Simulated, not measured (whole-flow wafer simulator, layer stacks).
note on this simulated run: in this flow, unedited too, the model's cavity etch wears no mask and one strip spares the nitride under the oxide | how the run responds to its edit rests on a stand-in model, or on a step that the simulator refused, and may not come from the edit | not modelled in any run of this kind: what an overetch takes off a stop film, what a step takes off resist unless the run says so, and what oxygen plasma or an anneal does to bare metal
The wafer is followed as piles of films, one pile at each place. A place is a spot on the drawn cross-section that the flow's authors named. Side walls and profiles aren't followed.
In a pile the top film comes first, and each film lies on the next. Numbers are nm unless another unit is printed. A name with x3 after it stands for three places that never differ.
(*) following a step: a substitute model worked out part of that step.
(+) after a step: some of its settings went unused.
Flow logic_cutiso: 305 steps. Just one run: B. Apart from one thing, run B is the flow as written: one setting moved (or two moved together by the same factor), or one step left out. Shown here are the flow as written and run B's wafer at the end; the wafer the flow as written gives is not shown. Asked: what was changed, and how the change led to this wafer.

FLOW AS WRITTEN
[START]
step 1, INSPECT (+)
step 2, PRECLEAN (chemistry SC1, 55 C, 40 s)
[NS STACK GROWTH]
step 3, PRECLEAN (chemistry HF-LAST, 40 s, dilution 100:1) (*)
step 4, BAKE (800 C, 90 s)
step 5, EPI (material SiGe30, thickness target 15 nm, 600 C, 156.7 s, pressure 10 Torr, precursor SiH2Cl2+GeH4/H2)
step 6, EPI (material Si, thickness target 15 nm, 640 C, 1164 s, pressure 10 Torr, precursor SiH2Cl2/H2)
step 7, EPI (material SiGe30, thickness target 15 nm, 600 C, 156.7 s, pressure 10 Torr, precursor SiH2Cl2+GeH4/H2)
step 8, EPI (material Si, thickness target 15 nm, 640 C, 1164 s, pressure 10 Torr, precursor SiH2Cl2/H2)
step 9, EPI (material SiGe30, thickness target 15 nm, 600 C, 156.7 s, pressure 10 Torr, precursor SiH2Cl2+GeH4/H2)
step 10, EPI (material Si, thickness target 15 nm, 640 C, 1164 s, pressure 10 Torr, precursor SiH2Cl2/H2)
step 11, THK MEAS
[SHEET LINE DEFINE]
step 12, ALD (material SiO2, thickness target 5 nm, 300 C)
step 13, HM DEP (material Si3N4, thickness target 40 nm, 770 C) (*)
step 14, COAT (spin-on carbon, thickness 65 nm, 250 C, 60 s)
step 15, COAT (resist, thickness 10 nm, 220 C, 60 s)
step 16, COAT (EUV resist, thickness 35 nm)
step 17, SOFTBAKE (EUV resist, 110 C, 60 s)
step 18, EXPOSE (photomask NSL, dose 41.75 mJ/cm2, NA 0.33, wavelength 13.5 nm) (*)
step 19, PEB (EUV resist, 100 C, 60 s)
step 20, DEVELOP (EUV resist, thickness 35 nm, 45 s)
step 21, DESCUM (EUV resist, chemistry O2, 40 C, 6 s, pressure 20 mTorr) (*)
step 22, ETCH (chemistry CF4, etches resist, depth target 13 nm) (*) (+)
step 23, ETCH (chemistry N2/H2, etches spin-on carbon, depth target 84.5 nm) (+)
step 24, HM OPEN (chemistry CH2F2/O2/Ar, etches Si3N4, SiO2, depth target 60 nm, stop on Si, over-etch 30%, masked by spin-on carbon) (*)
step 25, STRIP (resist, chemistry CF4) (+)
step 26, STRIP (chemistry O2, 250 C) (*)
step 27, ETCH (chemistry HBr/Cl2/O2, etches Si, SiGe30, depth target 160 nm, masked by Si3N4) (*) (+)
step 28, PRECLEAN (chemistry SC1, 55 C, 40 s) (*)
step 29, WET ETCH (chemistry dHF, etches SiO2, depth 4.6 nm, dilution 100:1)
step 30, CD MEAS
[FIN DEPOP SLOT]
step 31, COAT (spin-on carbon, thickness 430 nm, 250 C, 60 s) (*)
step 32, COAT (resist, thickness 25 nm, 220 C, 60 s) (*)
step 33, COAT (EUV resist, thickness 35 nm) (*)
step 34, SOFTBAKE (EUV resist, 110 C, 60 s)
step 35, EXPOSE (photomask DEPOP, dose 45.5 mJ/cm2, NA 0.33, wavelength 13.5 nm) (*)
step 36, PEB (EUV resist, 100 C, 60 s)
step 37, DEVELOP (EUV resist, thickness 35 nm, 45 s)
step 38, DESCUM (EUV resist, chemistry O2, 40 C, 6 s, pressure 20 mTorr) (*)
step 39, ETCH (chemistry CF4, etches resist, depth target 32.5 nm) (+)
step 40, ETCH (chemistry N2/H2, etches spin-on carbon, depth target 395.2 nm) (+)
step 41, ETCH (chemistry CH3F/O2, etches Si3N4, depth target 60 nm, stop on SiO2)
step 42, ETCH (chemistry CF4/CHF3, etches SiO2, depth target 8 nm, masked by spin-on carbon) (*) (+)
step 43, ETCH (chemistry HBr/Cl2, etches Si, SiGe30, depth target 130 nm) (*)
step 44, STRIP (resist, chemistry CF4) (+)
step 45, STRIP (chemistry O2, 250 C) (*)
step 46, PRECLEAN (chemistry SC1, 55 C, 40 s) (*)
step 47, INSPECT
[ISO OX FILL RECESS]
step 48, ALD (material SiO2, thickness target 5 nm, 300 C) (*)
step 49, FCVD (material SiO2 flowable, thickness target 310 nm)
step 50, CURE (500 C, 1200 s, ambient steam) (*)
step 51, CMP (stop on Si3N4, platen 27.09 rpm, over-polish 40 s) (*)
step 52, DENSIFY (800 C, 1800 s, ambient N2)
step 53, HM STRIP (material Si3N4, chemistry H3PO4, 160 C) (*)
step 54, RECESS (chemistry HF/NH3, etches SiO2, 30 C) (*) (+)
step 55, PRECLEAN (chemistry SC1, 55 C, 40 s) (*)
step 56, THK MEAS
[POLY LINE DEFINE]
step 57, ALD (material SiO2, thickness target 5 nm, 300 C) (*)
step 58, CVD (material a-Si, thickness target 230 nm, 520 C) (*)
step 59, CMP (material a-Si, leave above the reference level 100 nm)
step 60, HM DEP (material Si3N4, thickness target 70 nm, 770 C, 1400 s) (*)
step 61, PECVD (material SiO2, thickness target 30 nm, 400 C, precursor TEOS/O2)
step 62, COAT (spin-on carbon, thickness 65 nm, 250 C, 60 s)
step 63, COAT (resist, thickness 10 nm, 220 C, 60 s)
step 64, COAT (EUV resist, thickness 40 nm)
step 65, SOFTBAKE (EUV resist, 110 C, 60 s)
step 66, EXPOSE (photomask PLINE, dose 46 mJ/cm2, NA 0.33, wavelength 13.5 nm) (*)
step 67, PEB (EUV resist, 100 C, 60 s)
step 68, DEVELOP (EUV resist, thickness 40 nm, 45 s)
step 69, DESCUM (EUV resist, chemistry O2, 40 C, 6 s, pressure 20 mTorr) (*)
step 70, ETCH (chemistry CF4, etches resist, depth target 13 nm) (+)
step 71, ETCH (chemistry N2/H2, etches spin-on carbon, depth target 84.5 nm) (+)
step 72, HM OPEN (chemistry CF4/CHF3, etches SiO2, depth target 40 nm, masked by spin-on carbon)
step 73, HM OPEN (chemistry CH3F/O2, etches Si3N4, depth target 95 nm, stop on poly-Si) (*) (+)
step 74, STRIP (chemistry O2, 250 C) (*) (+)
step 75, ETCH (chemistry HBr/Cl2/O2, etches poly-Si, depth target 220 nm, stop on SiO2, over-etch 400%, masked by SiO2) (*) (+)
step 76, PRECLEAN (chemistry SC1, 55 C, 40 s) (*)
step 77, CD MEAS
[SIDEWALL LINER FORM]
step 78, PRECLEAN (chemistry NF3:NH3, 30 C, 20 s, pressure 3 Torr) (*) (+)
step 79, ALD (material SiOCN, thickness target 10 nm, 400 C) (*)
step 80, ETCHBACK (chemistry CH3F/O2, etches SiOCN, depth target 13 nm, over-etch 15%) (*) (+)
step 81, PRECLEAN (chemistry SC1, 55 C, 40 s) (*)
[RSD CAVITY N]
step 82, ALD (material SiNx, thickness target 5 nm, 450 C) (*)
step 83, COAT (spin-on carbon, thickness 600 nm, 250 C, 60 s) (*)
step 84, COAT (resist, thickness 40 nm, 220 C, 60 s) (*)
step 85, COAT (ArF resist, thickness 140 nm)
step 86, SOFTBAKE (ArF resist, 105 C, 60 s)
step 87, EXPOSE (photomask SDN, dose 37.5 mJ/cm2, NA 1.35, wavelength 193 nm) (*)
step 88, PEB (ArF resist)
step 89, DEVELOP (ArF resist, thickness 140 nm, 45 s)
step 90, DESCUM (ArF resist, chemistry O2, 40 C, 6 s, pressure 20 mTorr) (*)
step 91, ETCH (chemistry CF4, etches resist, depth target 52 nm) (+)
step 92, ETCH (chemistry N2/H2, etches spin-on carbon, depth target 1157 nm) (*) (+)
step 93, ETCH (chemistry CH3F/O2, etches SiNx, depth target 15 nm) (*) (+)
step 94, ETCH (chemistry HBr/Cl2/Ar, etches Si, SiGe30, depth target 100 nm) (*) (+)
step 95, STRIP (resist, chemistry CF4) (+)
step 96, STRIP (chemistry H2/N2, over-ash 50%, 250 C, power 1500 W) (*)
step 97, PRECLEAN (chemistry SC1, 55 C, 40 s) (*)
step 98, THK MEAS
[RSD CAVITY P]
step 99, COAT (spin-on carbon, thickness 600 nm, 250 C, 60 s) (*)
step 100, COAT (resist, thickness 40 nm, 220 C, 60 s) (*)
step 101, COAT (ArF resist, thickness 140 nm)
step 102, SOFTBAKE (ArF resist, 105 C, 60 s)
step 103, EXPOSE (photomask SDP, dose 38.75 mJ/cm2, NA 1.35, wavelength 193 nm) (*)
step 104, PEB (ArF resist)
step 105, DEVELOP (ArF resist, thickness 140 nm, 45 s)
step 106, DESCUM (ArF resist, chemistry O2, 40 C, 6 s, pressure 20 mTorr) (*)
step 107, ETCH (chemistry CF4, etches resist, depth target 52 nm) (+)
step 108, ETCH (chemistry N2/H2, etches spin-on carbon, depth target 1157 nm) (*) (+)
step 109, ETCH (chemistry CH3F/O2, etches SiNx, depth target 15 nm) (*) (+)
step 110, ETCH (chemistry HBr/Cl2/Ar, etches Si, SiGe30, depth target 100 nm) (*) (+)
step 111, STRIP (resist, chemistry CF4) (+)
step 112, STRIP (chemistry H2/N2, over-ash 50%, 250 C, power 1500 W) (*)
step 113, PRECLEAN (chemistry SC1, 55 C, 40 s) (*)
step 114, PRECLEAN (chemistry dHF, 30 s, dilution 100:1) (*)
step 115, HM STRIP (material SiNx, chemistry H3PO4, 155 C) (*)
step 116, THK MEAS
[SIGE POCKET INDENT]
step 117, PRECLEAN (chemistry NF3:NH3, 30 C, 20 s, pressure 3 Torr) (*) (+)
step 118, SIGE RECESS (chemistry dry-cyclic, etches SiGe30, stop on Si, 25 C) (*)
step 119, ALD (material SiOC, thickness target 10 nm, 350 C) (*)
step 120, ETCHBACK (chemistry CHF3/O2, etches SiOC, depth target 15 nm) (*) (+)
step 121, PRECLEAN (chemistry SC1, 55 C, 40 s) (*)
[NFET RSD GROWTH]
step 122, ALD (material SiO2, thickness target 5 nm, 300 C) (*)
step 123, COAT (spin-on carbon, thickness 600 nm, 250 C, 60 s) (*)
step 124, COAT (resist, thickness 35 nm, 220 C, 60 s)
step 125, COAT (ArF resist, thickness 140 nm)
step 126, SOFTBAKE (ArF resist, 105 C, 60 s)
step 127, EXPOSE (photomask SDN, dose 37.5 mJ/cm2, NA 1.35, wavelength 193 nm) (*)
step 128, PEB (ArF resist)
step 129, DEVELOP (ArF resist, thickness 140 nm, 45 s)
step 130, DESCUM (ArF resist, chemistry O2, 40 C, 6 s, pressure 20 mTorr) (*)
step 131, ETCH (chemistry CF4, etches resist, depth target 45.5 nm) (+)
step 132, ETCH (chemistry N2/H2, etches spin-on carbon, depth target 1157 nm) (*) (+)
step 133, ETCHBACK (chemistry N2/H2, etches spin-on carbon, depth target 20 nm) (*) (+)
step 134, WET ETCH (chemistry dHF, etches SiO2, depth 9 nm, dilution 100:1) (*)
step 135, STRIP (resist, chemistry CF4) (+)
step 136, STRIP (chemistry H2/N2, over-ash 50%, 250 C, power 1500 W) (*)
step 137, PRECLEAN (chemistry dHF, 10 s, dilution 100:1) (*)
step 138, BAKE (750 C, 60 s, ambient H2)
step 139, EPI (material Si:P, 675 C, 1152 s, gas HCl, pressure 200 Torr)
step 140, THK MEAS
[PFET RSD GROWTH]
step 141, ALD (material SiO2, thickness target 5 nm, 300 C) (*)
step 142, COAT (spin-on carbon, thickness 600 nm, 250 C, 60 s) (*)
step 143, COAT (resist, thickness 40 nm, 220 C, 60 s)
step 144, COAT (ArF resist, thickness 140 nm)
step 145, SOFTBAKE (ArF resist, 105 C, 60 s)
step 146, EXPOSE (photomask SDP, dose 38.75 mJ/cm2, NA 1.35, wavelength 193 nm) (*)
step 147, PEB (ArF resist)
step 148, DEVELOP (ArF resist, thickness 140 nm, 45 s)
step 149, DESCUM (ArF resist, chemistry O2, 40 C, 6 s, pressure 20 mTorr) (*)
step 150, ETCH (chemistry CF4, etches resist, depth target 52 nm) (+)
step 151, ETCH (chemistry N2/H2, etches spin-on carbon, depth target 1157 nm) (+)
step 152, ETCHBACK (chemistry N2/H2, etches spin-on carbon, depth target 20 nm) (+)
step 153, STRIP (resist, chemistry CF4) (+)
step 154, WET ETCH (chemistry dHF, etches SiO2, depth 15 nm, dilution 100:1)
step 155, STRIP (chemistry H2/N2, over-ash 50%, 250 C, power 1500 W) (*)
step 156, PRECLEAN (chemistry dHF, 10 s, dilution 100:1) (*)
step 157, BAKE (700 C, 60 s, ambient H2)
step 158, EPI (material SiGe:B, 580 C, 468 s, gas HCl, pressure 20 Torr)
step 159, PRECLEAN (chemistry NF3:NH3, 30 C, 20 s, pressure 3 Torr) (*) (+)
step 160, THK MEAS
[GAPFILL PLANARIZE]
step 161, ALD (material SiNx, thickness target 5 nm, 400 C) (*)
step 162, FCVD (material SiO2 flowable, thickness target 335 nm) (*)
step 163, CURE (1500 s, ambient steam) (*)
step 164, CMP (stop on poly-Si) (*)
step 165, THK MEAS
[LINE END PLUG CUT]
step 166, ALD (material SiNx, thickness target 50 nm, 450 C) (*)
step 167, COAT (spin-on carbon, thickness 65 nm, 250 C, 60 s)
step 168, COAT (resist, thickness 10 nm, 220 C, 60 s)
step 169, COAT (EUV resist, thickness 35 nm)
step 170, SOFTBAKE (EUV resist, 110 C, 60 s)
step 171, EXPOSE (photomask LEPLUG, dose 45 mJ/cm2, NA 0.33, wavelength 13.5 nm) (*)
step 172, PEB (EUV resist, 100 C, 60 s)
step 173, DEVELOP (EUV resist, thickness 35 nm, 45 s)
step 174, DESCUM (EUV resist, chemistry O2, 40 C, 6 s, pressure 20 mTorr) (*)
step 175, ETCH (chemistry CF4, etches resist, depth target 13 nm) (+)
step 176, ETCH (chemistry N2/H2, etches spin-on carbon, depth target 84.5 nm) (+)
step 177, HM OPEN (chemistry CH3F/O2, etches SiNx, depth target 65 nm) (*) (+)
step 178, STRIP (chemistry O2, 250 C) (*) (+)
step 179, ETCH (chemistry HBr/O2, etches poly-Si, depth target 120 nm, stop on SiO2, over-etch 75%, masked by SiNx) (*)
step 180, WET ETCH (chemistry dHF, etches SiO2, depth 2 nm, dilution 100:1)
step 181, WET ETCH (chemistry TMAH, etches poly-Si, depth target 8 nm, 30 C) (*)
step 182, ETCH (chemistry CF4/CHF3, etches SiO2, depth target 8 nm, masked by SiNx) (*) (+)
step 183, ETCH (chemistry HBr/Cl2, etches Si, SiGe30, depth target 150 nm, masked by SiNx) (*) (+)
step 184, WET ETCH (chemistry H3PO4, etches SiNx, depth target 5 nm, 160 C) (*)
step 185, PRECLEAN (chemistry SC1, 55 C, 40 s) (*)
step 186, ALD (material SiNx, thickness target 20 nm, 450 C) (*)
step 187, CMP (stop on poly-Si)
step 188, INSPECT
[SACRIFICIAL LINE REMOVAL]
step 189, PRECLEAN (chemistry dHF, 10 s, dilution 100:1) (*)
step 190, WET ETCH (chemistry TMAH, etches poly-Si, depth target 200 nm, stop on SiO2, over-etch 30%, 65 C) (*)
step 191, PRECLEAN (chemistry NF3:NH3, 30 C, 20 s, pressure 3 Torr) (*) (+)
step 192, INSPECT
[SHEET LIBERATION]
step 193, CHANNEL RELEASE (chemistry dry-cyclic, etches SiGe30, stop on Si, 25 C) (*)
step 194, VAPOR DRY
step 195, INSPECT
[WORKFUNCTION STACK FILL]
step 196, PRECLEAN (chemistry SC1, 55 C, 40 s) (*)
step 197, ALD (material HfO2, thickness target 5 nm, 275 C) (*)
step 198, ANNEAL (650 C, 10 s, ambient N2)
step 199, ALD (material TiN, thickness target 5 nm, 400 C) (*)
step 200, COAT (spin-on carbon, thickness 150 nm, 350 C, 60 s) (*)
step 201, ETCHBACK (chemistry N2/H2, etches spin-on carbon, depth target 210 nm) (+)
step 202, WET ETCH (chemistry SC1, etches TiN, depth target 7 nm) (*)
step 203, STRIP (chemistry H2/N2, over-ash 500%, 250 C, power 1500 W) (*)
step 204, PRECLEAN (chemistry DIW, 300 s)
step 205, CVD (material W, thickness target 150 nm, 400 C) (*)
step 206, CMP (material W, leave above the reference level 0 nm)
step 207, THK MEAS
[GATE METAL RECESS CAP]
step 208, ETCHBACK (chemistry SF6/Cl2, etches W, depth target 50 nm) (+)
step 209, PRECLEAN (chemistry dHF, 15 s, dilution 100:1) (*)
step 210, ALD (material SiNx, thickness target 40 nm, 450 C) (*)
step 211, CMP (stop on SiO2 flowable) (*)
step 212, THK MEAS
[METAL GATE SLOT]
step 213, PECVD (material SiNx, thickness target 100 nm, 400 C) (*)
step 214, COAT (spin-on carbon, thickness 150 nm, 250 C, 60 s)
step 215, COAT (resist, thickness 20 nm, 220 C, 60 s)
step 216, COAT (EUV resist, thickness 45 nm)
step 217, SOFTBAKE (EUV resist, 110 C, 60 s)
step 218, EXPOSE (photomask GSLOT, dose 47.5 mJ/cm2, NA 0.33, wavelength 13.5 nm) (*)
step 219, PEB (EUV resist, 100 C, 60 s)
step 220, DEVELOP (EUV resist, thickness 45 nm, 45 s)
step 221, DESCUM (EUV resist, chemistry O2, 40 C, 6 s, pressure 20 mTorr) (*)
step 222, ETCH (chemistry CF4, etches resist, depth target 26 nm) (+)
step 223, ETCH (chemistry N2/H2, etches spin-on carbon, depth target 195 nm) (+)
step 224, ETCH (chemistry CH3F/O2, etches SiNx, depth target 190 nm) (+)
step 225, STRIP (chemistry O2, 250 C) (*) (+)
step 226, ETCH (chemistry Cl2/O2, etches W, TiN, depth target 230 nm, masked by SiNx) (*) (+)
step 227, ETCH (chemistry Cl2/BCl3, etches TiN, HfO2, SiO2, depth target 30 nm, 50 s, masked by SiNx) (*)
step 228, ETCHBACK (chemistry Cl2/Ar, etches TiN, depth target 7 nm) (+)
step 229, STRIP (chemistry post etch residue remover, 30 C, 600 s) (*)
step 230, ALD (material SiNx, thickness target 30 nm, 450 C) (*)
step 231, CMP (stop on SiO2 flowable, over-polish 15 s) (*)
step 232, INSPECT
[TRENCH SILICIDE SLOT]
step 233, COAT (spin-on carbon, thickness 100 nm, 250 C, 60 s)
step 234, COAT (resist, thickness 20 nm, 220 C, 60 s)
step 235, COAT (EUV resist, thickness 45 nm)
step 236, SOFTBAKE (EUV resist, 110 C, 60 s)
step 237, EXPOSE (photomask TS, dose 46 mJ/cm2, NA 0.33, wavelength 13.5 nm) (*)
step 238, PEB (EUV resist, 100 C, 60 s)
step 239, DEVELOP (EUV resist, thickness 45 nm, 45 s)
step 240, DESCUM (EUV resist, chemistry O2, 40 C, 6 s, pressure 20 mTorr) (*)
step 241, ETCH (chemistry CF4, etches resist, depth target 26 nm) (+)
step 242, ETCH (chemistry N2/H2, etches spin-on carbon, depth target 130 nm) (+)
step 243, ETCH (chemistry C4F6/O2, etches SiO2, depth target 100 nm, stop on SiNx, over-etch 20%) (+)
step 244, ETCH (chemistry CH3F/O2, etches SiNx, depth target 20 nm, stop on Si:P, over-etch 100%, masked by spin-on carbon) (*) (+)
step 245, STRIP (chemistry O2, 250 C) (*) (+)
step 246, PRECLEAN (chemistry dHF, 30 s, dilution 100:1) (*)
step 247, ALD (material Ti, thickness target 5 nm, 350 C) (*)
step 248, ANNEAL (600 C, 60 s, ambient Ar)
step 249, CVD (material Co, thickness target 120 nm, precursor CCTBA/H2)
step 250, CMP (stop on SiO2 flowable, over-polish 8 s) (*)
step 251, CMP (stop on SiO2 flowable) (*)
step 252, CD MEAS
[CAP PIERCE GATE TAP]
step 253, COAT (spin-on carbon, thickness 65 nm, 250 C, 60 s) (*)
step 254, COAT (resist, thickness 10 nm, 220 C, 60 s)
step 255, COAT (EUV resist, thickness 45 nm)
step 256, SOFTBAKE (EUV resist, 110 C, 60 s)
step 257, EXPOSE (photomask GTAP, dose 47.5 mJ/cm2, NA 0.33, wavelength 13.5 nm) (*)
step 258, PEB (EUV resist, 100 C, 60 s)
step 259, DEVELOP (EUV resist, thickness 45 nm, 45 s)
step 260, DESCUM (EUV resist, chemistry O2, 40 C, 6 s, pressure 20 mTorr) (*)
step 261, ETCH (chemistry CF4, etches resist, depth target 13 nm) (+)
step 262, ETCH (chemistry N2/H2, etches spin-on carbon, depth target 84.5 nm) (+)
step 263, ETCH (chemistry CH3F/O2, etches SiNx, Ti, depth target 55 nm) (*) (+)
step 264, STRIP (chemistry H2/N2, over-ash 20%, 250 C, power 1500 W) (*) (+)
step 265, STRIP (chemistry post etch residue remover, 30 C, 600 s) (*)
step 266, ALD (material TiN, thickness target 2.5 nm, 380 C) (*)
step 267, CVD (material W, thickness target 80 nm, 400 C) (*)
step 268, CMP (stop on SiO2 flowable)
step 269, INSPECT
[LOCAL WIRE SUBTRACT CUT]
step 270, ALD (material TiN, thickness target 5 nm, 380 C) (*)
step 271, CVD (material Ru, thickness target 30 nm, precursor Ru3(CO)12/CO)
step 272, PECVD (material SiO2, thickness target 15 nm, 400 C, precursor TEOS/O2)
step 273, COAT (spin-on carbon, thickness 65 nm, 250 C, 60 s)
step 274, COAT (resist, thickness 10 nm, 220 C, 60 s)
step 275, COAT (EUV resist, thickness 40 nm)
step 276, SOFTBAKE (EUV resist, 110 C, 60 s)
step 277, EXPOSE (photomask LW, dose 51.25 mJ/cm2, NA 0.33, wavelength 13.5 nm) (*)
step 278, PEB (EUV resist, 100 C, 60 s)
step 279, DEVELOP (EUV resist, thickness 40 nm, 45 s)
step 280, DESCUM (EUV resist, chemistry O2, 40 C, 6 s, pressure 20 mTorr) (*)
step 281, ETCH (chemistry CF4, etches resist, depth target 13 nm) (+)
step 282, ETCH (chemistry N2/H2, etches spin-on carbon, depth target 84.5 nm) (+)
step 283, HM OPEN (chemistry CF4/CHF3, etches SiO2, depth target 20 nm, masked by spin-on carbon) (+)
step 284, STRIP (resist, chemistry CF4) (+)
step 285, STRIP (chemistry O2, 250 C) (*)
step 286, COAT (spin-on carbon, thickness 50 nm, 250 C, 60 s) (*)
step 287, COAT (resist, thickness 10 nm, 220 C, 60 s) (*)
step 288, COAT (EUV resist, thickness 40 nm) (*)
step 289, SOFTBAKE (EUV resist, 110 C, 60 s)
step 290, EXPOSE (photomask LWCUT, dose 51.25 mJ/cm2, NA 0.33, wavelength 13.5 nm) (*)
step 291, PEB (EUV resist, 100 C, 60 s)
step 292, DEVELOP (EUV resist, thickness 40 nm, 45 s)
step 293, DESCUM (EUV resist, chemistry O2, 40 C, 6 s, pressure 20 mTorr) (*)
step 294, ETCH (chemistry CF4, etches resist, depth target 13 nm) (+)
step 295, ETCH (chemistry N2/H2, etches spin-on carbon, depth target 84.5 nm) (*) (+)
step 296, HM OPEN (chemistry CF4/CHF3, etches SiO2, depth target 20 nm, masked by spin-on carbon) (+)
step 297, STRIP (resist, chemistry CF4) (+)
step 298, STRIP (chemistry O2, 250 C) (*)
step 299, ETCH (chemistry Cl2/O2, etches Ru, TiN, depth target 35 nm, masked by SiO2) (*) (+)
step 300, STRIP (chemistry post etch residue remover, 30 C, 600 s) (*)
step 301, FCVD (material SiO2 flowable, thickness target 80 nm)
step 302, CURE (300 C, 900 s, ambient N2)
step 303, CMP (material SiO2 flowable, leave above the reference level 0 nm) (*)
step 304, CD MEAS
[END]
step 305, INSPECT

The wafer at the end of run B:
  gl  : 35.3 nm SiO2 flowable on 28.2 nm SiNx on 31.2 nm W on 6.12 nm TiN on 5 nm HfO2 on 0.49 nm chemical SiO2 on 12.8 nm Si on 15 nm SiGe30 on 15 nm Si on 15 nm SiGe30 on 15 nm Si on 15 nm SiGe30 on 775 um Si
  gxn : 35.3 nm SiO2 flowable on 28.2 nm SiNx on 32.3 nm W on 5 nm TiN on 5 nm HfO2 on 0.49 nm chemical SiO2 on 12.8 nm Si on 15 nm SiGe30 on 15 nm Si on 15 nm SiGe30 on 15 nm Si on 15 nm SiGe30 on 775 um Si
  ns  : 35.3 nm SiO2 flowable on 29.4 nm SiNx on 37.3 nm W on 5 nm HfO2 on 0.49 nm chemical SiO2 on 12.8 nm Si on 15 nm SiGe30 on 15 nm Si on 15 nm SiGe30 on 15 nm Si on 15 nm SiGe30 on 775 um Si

The reason: step 193, CHANNEL RELEASE: chemistry dry-cyclic, etches SiGe30, stop on Si, 25 C (*), was not run.

Step by step, how the change led to this:
  step 196, PRECLEAN (chemistry SC1, 55 C, 40 s) (*)
      gl, glp, gxn, gxp, ns, tap: +0.49 chemical SiO2 (new film), -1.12 Si (it would be, as written: -0.08 chemical SiO2)
  step 197, ALD (material HfO2, thickness target 5 nm, 275 C) (*)
      gl, glp, gxn, gxp, ns, tap: +5 HfO2 (new film) (it would be, as written: +5 HfO2 (new film), +5 HfO2 (new film), -10 cavity, +5 HfO2 (new film), +5 HfO2 (new film), -10 cavity, +5 HfO2 (new film), +5 HfO2 (new film), -10 cavity, +5 HfO2 (new film))
  step 199, ALD (material TiN, thickness target 5 nm, 400 C) (*)
      gl, glp, tap: +6.12 TiN (new film) (it would be, as written: +5.26 TiN (new film), +4.49 TiN (new film), -4.49 cavity (all of it), +4.49 TiN (new film), -4.49 cavity (all of it), +4.49 TiN (new film), -4.49 cavity (all of it))
      gxn, gxp, ns: +5 TiN (new film) (it would be, as written: +5 TiN (new film), +4.49 TiN (new film), -4.49 cavity (all of it), +4.49 TiN (new film), -4.49 cavity (all of it), +4.49 TiN (new film), -4.49 cavity (all of it))
      (also at 1 further place)
  step 200, COAT (spin-on carbon, thickness 150 nm, 350 C, 60 s) (*)
      gxf: +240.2 spin-on carbon (new film) (it would be, as written: +326 spin-on carbon (new film))
      ns: +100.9 spin-on carbon (new film) (it would be, as written: +103.7 spin-on carbon (new film))
  step 201, ETCHBACK (chemistry N2/H2, etches spin-on carbon, depth target 210 nm) (+)
      ns: -100.9 spin-on carbon (all of it) (it would be, as written: -103.7 spin-on carbon (all of it))
  step 203, STRIP (chemistry H2/N2, over-ash 500%, 250 C, power 1500 W) (*)
      gl, glp: -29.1 spin-on carbon (all of it) (it would be, as written: -26.7 spin-on carbon (all of it))
      gxn, gxp: -30.1 spin-on carbon (all of it) (it would be, as written: -26.8 spin-on carbon (all of it))
      (also at 3 further places)
  step 205, CVD (material W, thickness target 150 nm, 400 C) (*)
      gxf: +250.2 W (new film) (it would be, as written: +337.8 W (new film))
  step 206, CMP (material W, leave above the reference level 0 nm)
      lnr, lnri, lnrp, lnrt: -150 W (all of it), -5 HfO2 (all of it), -12.8 SiOCN (it would be, as written: -150 W (all of it), -5 HfO2 (all of it), -12.2 SiOCN)
If metal films that touch count as one body, gl has 1 body; the flow as written gives 4 bodies (between them, from the top down: HfO2 5 / chemical SiO2 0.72 / Si 12.9 / chemical SiO2 0.8 / HfO2 5; HfO2 5 / chemical SiO2 0.8 / Si 13.9 / chemical SiO2 0.8 / HfO2 5; HfO2 5 / chemical SiO2 0.8 / Si 13.9 / chemical SiO2 0.8 / HfO2 5).
If metal films that touch count as one body, gxn has 1 body; the flow as written gives 4 bodies (between them, from the top down: HfO2 5 / chemical SiO2 0.72 / Si 12.9 / chemical SiO2 0.8 / HfO2 5; HfO2 5 / chemical SiO2 0.8 / Si 13.9 / chemical SiO2 0.8 / HfO2 5; HfO2 5 / chemical SiO2 0.8 / Si 13.9 / chemical SiO2 0.8 / HfO2 5).
If metal films that touch count as one body, ns has 1 body; the flow as written gives 4 bodies (between them, from the top down: HfO2 5 / chemical SiO2 0.72 / Si 12.9 / chemical SiO2 0.8 / HfO2 5; HfO2 5 / chemical SiO2 0.8 / Si 13.9 / chemical SiO2 0.8 / HfO2 5; HfO2 5 / chemical SiO2 0.8 / Si 13.9 / chemical SiO2 0.8 / HfO2 5).
